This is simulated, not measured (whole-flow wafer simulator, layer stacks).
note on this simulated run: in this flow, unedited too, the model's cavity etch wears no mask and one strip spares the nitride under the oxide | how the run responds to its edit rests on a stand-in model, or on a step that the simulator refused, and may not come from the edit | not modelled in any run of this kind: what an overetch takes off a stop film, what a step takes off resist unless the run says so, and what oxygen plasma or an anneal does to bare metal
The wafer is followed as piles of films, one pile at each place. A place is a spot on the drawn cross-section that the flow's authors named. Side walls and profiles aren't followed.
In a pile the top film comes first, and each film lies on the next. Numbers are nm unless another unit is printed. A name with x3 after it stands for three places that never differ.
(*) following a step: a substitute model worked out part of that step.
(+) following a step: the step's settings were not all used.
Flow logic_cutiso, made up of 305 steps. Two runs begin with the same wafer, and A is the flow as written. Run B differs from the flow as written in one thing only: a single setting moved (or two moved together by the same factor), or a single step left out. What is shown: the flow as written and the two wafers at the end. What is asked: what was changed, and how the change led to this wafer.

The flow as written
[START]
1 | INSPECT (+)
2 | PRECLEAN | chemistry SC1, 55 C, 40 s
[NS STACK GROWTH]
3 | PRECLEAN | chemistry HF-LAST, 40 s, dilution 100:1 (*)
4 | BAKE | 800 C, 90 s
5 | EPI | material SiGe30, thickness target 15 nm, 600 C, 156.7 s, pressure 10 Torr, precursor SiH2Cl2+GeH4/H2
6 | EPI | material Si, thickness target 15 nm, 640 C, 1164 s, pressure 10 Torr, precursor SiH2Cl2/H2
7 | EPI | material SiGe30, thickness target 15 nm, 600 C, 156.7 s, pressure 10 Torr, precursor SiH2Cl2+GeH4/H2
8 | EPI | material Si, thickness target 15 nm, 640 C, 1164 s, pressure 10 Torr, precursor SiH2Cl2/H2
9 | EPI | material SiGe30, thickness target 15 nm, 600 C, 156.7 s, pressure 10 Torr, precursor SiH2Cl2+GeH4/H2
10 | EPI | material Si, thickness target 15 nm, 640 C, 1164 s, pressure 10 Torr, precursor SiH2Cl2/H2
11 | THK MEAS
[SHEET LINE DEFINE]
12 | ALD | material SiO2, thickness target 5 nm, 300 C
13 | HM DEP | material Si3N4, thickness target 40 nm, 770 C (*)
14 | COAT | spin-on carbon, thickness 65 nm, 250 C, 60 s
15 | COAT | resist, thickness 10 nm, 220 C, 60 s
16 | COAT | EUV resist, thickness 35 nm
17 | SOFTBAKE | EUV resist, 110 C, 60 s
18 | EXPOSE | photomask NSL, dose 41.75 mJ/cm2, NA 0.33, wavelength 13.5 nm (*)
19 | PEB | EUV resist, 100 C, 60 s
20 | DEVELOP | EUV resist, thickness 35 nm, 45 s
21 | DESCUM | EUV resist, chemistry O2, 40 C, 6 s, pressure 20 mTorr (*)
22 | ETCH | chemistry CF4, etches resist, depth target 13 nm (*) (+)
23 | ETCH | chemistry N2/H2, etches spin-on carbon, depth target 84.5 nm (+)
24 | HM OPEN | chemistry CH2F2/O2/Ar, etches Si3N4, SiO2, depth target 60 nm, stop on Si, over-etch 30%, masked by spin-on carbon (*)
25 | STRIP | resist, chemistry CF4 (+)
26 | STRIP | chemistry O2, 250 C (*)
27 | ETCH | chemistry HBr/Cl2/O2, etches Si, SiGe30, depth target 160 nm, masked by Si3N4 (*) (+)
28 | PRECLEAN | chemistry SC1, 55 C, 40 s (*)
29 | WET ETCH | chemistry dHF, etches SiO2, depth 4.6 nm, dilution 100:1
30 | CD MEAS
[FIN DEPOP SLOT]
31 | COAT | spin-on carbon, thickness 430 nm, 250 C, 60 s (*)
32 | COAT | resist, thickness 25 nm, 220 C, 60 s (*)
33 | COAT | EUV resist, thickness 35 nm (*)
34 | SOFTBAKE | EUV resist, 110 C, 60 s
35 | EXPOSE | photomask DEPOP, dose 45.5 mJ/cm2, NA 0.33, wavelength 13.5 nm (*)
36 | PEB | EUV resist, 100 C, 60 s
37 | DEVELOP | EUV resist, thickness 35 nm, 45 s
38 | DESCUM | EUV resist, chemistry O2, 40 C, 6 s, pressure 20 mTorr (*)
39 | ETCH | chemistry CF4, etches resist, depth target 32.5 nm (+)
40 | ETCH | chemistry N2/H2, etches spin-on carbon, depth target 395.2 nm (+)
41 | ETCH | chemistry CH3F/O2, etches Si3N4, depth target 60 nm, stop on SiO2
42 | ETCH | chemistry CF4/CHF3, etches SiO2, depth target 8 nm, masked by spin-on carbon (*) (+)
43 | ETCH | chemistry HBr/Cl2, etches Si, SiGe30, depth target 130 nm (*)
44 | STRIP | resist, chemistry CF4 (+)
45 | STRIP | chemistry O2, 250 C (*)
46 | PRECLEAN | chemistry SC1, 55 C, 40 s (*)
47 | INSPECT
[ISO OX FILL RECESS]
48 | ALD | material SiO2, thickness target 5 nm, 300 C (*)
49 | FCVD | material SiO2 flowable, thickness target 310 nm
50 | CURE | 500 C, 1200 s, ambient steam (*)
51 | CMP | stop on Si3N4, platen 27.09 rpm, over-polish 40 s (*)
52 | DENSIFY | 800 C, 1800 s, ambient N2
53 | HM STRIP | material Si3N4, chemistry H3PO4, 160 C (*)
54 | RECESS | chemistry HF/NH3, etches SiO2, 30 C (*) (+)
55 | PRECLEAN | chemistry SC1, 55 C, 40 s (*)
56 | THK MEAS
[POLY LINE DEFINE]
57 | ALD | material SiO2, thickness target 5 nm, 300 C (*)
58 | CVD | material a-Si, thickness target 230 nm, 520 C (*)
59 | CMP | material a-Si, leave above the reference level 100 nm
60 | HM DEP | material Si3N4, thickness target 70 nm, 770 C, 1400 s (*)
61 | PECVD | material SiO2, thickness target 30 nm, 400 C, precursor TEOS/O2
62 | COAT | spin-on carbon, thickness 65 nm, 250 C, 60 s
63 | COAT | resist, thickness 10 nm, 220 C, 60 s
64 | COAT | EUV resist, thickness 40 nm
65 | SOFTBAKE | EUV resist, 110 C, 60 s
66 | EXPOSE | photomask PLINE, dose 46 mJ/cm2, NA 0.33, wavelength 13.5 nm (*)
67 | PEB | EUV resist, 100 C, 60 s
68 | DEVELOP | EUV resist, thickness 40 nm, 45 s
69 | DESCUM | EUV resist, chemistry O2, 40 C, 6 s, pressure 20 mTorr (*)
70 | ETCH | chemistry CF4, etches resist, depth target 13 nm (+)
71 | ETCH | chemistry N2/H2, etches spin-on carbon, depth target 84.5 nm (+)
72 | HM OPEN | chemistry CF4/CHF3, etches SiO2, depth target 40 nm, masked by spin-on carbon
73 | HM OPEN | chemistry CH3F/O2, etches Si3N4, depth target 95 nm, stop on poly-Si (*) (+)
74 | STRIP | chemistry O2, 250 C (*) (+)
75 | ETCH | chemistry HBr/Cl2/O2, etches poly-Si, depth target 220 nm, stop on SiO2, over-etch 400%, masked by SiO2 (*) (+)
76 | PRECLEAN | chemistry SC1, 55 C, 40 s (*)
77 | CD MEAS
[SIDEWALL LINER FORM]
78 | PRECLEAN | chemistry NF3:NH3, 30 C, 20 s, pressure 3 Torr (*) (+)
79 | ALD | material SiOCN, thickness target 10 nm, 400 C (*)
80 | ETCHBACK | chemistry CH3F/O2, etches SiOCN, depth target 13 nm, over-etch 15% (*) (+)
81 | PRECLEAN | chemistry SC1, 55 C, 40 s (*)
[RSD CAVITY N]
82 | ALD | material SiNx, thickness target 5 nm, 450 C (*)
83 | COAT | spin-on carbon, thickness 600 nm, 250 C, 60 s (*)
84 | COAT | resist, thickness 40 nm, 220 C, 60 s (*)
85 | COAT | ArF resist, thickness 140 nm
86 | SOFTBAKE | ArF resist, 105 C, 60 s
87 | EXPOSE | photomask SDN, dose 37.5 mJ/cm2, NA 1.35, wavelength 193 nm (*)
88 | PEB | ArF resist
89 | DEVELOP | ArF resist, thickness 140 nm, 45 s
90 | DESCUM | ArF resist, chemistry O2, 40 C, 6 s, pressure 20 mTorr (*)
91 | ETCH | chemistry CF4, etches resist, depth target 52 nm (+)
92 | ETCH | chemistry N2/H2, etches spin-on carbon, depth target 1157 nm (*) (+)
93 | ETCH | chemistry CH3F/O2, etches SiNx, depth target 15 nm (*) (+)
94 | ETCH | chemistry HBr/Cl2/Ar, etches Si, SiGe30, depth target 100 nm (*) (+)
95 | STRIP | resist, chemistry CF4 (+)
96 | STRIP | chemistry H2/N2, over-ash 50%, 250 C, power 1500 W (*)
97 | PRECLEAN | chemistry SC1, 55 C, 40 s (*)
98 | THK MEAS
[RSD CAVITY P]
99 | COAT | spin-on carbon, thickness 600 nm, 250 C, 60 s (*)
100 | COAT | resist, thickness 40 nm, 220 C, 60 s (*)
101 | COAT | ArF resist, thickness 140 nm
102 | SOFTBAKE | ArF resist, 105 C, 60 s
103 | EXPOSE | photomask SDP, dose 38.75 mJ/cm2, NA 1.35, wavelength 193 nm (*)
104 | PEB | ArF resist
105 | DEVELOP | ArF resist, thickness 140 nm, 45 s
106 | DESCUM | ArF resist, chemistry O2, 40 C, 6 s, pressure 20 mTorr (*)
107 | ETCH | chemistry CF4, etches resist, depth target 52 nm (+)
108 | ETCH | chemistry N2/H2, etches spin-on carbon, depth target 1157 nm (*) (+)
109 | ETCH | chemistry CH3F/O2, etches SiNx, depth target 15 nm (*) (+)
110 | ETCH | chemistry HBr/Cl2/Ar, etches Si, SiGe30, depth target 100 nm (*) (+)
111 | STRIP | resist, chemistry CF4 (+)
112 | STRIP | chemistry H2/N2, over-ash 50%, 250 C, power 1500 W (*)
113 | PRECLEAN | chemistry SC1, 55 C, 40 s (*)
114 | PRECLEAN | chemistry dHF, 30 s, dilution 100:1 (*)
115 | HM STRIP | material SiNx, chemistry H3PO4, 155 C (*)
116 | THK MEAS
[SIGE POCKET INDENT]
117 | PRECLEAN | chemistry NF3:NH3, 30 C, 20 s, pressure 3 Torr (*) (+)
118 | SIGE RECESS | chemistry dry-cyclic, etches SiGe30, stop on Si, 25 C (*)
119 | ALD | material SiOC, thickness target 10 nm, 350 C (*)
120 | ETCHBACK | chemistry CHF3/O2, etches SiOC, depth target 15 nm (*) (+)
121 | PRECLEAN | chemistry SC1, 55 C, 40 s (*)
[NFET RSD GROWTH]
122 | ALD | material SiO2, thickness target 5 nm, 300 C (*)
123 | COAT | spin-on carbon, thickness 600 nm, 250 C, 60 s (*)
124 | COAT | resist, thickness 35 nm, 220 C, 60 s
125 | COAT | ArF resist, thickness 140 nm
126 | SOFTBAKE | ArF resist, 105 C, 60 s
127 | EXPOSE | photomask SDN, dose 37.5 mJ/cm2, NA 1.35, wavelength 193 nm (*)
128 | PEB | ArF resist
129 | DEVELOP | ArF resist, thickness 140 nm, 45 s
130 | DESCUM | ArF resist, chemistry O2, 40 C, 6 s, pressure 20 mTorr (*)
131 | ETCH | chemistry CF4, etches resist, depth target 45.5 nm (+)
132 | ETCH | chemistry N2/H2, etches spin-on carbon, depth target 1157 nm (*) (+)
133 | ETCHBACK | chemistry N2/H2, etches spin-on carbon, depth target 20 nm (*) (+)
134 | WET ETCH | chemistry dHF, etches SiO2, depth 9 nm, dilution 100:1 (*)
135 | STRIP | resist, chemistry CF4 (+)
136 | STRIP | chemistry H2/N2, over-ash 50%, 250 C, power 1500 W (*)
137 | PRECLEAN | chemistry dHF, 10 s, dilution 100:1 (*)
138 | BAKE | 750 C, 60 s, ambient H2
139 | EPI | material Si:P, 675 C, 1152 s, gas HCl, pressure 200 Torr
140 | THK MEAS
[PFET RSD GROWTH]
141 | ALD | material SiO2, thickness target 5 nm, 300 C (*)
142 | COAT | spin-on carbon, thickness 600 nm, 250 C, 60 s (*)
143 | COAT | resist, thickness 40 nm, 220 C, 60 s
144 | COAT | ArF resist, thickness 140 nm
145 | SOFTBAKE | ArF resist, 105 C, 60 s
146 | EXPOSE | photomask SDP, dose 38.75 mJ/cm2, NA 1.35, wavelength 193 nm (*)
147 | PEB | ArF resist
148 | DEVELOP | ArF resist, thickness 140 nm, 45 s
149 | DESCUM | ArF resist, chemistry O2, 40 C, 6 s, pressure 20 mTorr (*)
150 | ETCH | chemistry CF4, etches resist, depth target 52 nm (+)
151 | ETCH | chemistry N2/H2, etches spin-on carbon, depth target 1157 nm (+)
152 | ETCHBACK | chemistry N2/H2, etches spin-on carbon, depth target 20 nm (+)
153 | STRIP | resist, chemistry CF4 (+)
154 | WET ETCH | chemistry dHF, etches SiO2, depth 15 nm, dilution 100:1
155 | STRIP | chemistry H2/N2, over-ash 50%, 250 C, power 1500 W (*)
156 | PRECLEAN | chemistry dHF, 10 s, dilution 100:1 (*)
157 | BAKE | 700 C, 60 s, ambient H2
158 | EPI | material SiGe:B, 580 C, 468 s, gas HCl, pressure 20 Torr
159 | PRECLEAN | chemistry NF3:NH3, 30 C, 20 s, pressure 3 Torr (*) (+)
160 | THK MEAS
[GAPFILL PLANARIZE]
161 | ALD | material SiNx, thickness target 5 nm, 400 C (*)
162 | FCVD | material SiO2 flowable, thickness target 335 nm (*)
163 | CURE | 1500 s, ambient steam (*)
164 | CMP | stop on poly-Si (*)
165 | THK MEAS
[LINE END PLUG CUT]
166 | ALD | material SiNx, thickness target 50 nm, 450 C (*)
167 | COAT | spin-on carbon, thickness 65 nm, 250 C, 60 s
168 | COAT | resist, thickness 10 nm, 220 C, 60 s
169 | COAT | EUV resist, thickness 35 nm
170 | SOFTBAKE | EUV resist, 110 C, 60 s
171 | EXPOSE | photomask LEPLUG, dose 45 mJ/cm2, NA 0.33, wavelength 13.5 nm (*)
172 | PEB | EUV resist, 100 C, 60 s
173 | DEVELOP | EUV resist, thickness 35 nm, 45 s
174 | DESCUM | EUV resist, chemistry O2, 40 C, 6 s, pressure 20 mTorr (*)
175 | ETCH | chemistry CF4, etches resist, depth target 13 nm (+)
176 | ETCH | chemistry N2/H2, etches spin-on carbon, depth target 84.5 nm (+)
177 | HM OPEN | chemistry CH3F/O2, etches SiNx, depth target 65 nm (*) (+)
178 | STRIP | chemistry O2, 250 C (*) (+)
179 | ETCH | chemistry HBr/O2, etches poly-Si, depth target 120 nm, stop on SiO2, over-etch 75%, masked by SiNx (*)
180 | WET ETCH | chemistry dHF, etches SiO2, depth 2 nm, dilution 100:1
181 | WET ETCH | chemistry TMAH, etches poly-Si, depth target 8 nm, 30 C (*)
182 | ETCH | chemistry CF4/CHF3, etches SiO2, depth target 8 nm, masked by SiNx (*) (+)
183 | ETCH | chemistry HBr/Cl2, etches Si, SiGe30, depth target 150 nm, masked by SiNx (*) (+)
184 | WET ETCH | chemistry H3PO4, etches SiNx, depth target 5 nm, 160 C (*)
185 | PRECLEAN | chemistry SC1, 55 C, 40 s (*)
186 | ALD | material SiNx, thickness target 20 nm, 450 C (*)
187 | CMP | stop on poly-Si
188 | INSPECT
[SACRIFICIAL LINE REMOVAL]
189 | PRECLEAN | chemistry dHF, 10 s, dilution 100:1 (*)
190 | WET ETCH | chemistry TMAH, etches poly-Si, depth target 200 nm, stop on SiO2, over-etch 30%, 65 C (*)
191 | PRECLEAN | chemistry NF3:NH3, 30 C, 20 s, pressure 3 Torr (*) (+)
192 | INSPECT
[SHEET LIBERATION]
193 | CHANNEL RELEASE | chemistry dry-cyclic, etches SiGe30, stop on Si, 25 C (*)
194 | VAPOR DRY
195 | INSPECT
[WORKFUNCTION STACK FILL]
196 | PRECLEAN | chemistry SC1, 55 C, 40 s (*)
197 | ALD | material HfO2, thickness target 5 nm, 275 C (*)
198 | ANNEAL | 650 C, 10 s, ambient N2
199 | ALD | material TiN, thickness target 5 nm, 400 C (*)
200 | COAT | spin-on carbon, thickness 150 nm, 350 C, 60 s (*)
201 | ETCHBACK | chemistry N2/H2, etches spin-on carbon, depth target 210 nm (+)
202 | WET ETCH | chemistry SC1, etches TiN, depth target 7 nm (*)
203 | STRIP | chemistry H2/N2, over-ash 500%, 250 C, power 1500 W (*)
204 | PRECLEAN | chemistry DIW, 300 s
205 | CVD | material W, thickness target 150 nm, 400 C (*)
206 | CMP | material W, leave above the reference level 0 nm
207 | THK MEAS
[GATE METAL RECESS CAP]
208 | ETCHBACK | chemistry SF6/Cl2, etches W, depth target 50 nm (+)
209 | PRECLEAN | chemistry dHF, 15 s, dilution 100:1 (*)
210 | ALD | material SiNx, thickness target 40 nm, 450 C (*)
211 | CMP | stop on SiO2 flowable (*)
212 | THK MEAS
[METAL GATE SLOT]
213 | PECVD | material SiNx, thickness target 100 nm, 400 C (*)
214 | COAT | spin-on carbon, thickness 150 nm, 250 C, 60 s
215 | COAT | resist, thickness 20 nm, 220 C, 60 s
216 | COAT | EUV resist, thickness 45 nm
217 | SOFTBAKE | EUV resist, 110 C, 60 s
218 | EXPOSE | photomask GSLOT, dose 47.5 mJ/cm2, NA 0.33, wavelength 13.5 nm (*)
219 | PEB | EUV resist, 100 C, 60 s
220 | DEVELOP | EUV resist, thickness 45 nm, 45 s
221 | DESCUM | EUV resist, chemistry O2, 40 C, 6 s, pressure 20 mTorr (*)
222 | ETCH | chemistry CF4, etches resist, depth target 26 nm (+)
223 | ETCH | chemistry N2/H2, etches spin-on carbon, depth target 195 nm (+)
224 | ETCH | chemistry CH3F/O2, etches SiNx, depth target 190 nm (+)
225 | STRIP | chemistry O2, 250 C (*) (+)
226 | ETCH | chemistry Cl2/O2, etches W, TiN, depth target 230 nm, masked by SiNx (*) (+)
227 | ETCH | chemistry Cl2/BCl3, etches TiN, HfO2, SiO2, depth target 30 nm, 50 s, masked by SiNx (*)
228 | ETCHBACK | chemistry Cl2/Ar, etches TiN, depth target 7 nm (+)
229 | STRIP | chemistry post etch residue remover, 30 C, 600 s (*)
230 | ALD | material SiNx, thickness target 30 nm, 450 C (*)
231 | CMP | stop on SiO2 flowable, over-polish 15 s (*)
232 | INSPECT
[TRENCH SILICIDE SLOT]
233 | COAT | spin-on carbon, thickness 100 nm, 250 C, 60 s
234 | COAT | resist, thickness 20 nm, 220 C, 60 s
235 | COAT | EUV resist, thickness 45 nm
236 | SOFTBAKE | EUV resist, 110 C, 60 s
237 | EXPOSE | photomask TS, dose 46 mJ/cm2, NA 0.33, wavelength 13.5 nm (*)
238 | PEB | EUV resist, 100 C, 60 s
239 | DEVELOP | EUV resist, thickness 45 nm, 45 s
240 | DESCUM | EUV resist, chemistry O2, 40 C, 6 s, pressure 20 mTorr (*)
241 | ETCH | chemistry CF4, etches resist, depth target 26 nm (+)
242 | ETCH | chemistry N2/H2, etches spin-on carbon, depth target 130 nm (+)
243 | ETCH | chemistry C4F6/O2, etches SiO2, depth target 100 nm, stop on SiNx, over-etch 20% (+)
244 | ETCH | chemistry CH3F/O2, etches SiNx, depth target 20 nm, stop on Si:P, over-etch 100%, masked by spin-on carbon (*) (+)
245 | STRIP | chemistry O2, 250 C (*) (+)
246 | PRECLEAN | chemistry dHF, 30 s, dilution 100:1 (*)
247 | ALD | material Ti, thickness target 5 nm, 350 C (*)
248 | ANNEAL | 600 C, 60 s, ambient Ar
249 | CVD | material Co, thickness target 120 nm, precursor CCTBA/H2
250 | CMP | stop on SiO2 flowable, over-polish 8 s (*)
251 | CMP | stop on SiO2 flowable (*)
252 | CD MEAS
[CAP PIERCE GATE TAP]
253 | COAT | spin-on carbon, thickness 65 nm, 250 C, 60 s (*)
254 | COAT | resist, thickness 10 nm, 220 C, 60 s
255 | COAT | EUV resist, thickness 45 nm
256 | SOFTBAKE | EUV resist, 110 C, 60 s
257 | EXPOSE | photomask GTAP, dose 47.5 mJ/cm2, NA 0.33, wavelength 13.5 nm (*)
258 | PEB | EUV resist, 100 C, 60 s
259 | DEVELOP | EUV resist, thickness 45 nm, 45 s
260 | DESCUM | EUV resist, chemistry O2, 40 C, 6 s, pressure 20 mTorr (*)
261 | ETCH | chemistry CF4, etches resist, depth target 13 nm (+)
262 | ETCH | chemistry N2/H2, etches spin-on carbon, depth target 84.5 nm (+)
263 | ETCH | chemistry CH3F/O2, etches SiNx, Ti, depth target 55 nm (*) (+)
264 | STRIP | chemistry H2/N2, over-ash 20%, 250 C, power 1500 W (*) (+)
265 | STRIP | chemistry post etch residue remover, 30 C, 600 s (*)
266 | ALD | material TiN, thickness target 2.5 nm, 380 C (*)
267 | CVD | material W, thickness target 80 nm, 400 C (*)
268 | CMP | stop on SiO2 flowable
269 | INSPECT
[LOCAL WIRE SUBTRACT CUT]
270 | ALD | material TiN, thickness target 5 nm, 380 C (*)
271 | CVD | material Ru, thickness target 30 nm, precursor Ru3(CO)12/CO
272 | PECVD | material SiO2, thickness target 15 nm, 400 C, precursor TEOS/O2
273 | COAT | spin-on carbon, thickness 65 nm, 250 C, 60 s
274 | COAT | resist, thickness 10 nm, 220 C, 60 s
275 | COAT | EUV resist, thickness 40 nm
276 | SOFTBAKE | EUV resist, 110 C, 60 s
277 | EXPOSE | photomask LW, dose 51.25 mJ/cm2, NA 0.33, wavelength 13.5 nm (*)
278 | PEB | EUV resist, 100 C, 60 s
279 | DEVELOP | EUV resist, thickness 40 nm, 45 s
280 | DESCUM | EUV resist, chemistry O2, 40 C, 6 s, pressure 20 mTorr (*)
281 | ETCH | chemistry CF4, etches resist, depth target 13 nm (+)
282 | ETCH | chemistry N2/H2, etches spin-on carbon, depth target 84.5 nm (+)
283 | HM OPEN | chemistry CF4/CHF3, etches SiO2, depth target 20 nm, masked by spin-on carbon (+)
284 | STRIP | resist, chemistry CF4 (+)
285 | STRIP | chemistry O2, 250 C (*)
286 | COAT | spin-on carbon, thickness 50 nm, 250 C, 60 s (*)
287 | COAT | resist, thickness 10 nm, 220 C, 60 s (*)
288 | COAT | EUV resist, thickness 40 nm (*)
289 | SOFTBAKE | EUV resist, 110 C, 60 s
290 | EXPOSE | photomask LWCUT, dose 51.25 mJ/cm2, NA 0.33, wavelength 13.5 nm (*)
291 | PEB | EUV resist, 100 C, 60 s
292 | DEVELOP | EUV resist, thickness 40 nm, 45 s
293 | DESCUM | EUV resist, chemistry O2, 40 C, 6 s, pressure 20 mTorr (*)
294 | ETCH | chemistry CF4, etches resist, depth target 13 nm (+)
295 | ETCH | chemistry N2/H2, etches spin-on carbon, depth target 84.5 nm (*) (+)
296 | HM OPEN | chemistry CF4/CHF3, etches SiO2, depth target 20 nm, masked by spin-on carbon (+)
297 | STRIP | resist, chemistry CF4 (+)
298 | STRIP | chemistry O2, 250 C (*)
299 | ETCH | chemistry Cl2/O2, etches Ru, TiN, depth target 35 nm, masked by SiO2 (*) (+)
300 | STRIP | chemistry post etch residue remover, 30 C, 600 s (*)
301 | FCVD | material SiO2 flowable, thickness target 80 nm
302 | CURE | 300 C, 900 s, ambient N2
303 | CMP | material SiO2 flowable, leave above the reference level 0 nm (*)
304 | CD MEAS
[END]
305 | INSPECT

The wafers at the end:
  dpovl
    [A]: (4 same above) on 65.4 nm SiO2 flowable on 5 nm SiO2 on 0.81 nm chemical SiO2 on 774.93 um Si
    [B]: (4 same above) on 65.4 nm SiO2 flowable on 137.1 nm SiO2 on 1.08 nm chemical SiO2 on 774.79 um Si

The reason: step 40, ETCH: depth target 553.3 nm was run, while the flow as written has depth target 395.2 nm.

How this came from the change, step by step:
  40 | ETCH | chemistry N2/H2, etches spin-on carbon, depth target 395.2 nm (+)
      dpovl: A spin-on carbon loses 395.2 | B spin-on carbon loses 499.9 (all of it)
      gfld, gl, glp and 17 more: A EUV resist loses 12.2 (all of it), resist loses 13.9 | B EUV resist loses 12.2 (all of it), resist loses 17.6
      (also at 1 further place)
  41 | ETCH | chemistry CH3F/O2, etches Si3N4, depth target 60 nm, stop on SiO2
      dpovl: A spin-on carbon loses 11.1 | B Si loses 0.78
      depop: A Si3N4 loses 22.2 (all of it), SiO2 loses 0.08 | B Si3N4 loses 21.1 (all of it), SiO2 loses 0.08
  42 | ETCH | chemistry CF4/CHF3, etches SiO2, depth target 8 nm, masked by spin-on carbon (*) (+)
      dpovl: A spin-on carbon loses 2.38 | B Si loses 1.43
      gfld: A resist loses 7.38 | B resist loses 4.21 (all of it), spin-on carbon loses 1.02
      (also at 19 further places)
  43 | ETCH | chemistry HBr/Cl2, etches Si, SiGe30, depth target 130 nm (*)
      dpovl: A spin-on carbon loses 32 | B Si loses 130
  45 | STRIP | chemistry O2, 250 C (*)
      dpovl: A chemical SiO2 gains 0.82 (new film), spin-on carbon loses 59.3 (all of it), Si loses 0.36 | B chemical SiO2 gains 1.13 (new film), Si loses 0.5
  48 | ALD | material SiO2, thickness target 5 nm, 300 C (*)
      dpovl: A SiO2 gains 5 (new film) | B SiO2 gains 137.1 (new film)
  52 | DENSIFY | 800 C, 1800 s, ambient N2
      nsgap: A SiO2 flowable loses 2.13 | B SiO2 flowable loses 2.84
